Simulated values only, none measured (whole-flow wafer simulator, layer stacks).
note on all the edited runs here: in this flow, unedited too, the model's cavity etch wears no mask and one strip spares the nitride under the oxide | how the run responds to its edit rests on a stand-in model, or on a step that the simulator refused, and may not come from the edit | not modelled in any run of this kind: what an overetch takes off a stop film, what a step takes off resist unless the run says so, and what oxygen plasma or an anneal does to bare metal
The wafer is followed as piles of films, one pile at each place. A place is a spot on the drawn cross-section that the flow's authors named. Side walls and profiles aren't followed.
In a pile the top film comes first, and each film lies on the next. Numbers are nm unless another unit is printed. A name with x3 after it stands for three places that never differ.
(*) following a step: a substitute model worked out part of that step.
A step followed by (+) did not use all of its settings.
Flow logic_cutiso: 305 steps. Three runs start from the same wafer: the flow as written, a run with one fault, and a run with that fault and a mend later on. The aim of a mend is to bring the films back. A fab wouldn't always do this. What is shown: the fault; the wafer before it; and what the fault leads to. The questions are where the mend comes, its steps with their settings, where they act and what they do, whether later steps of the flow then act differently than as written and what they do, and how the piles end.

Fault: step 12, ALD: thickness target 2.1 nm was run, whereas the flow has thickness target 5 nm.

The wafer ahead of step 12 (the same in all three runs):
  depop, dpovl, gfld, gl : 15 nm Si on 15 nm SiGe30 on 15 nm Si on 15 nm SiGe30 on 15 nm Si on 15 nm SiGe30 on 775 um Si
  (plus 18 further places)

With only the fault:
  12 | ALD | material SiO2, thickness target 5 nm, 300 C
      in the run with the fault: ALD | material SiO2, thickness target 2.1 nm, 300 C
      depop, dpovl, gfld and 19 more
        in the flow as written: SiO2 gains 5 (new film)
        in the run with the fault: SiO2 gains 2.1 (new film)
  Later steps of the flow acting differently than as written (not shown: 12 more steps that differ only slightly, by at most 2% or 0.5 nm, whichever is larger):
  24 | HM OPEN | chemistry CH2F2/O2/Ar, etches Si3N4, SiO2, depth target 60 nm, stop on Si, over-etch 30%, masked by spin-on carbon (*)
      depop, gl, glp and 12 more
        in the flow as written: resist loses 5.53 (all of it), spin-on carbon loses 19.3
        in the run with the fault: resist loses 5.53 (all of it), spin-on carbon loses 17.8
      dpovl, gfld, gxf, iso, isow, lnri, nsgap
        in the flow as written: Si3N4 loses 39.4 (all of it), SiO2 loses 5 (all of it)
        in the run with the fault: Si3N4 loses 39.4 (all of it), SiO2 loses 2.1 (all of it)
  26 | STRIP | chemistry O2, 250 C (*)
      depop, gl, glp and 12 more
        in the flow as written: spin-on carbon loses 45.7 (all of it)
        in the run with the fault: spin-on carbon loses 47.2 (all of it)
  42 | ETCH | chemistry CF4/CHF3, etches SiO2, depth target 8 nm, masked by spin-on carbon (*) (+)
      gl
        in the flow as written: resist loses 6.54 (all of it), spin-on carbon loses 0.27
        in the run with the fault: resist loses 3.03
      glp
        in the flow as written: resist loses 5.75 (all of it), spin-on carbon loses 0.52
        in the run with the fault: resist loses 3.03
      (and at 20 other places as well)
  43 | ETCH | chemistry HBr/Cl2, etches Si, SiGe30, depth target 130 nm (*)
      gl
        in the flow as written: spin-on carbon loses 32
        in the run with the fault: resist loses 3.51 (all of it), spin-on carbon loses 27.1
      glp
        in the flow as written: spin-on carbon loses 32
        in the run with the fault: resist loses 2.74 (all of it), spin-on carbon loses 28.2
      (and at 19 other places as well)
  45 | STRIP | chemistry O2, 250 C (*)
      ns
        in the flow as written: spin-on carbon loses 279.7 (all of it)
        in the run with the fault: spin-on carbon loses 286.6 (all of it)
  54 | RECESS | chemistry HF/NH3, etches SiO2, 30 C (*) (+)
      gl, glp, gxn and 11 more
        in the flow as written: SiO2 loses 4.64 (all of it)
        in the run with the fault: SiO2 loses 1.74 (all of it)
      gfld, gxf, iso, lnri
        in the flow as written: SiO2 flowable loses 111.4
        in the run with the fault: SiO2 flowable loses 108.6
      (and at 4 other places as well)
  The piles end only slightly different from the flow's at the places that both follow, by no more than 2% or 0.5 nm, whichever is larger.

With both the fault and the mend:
  The mend stands after step 12.
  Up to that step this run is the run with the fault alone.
  12a | ALD | material SiO2, thickness target 2.9 nm, 300 C (*) (a further turn of the flow's step 12, with different settings)
      depop, dpovl, gfld and 19 more
        SiO2 gains 2.9
  Every later step of the flow that is run acts as written at every place that is followed.
  By the end, the piles equal the flow's at every place that both follow.
